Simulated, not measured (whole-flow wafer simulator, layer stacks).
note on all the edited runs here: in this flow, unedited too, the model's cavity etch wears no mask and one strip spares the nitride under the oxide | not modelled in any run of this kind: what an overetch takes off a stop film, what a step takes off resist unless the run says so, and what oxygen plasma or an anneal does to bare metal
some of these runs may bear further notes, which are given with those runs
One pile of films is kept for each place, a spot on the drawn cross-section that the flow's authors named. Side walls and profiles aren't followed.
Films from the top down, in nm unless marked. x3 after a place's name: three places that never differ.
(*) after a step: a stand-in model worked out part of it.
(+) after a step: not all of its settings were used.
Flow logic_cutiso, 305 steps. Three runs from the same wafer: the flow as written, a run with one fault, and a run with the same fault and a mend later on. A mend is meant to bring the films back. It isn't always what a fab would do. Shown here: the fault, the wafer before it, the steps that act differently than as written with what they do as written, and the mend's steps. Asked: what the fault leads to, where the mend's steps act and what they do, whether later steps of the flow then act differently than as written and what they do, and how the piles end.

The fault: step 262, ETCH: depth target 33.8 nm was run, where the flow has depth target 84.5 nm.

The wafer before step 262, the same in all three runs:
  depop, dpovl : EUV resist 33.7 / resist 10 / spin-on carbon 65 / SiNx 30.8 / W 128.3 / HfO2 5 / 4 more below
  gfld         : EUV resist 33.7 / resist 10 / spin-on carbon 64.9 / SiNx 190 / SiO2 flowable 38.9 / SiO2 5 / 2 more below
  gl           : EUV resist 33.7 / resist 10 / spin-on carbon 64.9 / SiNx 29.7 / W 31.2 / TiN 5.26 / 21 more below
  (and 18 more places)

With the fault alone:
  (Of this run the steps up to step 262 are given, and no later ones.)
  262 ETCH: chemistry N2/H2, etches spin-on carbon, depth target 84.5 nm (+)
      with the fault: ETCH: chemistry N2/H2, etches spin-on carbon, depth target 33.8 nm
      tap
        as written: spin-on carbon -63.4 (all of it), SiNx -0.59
        with the fault: spin-on carbon -33.8
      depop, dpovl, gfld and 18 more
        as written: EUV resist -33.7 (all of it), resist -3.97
        with the fault: EUV resist -33.7 (all of it), resist -0.59
  After step 262 the piles differ from the flow's by more than 2% or 0.5 nm, whichever is larger, at depop, dpovl, gfld and 19 more.
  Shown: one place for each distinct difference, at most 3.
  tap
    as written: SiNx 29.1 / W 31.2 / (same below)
    with the fault: spin-on carbon 29.6 / SiNx 29.7 / W 31.2 / (same below)
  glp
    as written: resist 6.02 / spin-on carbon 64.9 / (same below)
    with the fault: resist 9.4 / spin-on carbon 64.9 / (same below)
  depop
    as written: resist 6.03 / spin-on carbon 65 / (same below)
    with the fault: resist 9.41 / spin-on carbon 65 / (same below)

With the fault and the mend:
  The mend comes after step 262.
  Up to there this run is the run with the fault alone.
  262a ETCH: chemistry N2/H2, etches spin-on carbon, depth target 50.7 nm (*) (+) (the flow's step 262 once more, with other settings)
      depop, dpovl, gfld and 18 more
        resist -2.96
      tap
        spin-on carbon -29.6 (all of it), SiNx -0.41
  Later steps of the flow that act differently than as written (2 more steps differ only slightly, by at most 2% or 0.5 nm, whichever is larger, and aren't shown):
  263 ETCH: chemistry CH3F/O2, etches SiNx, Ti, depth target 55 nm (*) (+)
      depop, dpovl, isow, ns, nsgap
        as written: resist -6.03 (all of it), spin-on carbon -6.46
        with the mend: resist -6.45 (all of it), spin-on carbon -5.59
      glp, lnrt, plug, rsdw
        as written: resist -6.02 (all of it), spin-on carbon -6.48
        with the mend: resist -6.44 (all of it), spin-on carbon -5.61
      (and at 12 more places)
  At the end the piles are the same as the flow's at every place that both follow.
